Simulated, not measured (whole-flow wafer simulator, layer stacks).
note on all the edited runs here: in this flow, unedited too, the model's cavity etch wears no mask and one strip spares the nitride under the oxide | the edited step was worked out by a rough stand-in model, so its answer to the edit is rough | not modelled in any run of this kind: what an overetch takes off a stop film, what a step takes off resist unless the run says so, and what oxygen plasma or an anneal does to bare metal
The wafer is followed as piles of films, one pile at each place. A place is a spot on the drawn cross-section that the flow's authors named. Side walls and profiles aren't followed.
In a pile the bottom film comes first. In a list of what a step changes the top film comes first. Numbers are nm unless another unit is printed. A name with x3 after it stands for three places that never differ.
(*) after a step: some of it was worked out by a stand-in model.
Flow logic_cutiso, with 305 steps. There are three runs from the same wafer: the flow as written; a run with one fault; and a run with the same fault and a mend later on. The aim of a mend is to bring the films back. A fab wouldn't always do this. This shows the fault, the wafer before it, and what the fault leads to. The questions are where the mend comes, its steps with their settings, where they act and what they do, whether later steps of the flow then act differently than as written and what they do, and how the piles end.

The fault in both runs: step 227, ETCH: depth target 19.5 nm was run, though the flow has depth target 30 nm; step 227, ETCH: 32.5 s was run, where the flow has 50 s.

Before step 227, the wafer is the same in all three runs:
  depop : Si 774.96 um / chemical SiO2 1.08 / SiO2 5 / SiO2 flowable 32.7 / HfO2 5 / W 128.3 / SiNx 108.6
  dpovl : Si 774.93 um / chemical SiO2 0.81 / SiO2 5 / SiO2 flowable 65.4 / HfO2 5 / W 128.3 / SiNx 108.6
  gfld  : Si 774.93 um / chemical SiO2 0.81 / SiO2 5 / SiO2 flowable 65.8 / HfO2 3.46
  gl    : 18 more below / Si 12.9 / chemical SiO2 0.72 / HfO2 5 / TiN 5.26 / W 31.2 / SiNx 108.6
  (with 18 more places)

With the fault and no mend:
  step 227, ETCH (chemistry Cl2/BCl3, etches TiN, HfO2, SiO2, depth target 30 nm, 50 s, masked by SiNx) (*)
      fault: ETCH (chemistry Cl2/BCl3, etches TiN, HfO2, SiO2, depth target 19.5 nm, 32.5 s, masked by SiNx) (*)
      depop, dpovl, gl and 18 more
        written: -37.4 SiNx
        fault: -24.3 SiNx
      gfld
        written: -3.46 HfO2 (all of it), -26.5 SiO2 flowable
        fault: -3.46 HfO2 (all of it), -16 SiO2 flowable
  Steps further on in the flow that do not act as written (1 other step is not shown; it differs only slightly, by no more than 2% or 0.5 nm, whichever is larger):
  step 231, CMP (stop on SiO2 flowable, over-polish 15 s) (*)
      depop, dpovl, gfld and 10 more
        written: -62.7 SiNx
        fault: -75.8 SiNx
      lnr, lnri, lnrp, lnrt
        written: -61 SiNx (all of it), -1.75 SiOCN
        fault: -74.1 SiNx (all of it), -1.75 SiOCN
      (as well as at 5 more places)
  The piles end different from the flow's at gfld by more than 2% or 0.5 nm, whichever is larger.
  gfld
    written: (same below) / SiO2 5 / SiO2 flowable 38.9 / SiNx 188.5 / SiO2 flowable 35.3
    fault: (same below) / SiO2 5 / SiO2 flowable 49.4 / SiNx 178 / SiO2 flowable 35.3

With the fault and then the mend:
  After step 227 comes the mend.
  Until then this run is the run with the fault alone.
  step 227a, ETCH (chemistry Cl2/BCl3, etches TiN, HfO2, SiO2, depth target 10.5 nm, 17.5 s, masked by SiNx) (*) (the flow's step 227 again, with other settings)
      depop, dpovl, gl and 18 more
        -13.1 SiNx
      gfld
        -10.5 SiO2 flowable
  Later steps of the flow that are run all act as written at every place that is followed.
  By the end, the piles equal the flow's at every place that both follow.
